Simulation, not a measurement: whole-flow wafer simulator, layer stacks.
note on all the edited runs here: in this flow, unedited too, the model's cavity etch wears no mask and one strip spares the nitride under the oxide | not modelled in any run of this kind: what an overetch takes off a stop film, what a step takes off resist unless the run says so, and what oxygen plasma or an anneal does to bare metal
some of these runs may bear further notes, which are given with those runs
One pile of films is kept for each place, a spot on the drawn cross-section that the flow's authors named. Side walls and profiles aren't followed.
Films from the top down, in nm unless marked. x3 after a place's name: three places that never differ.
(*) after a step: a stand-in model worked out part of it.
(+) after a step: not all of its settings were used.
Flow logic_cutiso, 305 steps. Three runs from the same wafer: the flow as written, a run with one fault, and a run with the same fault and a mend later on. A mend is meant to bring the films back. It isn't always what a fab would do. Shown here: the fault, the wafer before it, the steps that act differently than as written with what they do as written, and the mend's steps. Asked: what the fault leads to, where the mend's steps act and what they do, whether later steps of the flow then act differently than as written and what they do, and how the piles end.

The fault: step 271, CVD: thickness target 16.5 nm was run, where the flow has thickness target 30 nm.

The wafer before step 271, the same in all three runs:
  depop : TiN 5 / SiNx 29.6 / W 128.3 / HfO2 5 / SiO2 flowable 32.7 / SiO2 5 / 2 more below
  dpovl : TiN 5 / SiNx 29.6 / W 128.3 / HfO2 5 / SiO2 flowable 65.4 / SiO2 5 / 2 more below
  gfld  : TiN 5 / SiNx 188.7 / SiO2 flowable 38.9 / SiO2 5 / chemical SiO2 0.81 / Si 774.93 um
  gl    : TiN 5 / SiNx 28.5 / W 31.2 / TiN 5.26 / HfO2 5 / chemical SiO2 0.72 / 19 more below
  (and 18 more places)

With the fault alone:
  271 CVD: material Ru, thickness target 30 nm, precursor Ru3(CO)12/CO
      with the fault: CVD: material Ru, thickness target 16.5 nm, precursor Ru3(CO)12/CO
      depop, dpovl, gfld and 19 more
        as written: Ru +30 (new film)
        with the fault: Ru +16.5 (new film)
  Later steps of the flow that act differently than as written:
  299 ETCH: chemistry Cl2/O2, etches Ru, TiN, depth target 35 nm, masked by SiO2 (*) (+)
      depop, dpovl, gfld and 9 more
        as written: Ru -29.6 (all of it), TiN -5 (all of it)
        with the fault: Ru -16.1 (all of it), TiN -5 (all of it), SiNx -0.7
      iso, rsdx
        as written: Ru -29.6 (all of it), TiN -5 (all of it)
        with the fault: Ru -16.1 (all of it), TiN -5 (all of it), SiO2 flowable -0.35
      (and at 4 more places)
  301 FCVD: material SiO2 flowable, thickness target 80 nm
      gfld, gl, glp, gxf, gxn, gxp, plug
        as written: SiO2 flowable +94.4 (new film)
        with the fault: SiO2 flowable +90.9 (new film)
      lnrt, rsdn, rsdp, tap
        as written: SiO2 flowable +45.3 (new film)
        with the fault: SiO2 flowable +54.5 (new film)
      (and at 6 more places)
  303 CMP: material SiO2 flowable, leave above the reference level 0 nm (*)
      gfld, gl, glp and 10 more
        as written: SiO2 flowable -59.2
        with the fault: SiO2 flowable -68.5
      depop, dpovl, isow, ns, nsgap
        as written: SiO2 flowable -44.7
        with the fault: SiO2 flowable -57.5
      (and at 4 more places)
  At the end the piles differ from the flow's by more than 2% or 0.5 nm, whichever is larger, at depop, dpovl, gfld and 19 more.
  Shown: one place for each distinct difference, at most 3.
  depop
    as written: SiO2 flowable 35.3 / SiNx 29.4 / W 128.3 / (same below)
    with the fault: SiO2 flowable 22.4 / SiNx 28.7 / W 128.3 / (same below)
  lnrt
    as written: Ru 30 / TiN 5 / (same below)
    with the fault: Ru 16.5 / TiN 5 / (same below)
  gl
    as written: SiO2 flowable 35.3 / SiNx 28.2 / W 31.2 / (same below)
    with the fault: SiO2 flowable 22.4 / SiNx 27.6 / W 31.2 / (same below)

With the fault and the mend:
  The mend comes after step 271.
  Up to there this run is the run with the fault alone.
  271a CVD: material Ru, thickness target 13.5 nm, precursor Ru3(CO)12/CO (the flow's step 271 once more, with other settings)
      depop, dpovl, gfld and 19 more
        Ru +13.5
  No later step of the flow acts differently than as written at any place that is followed.
  At the end the piles are the same as the flow's at every place that both follow.
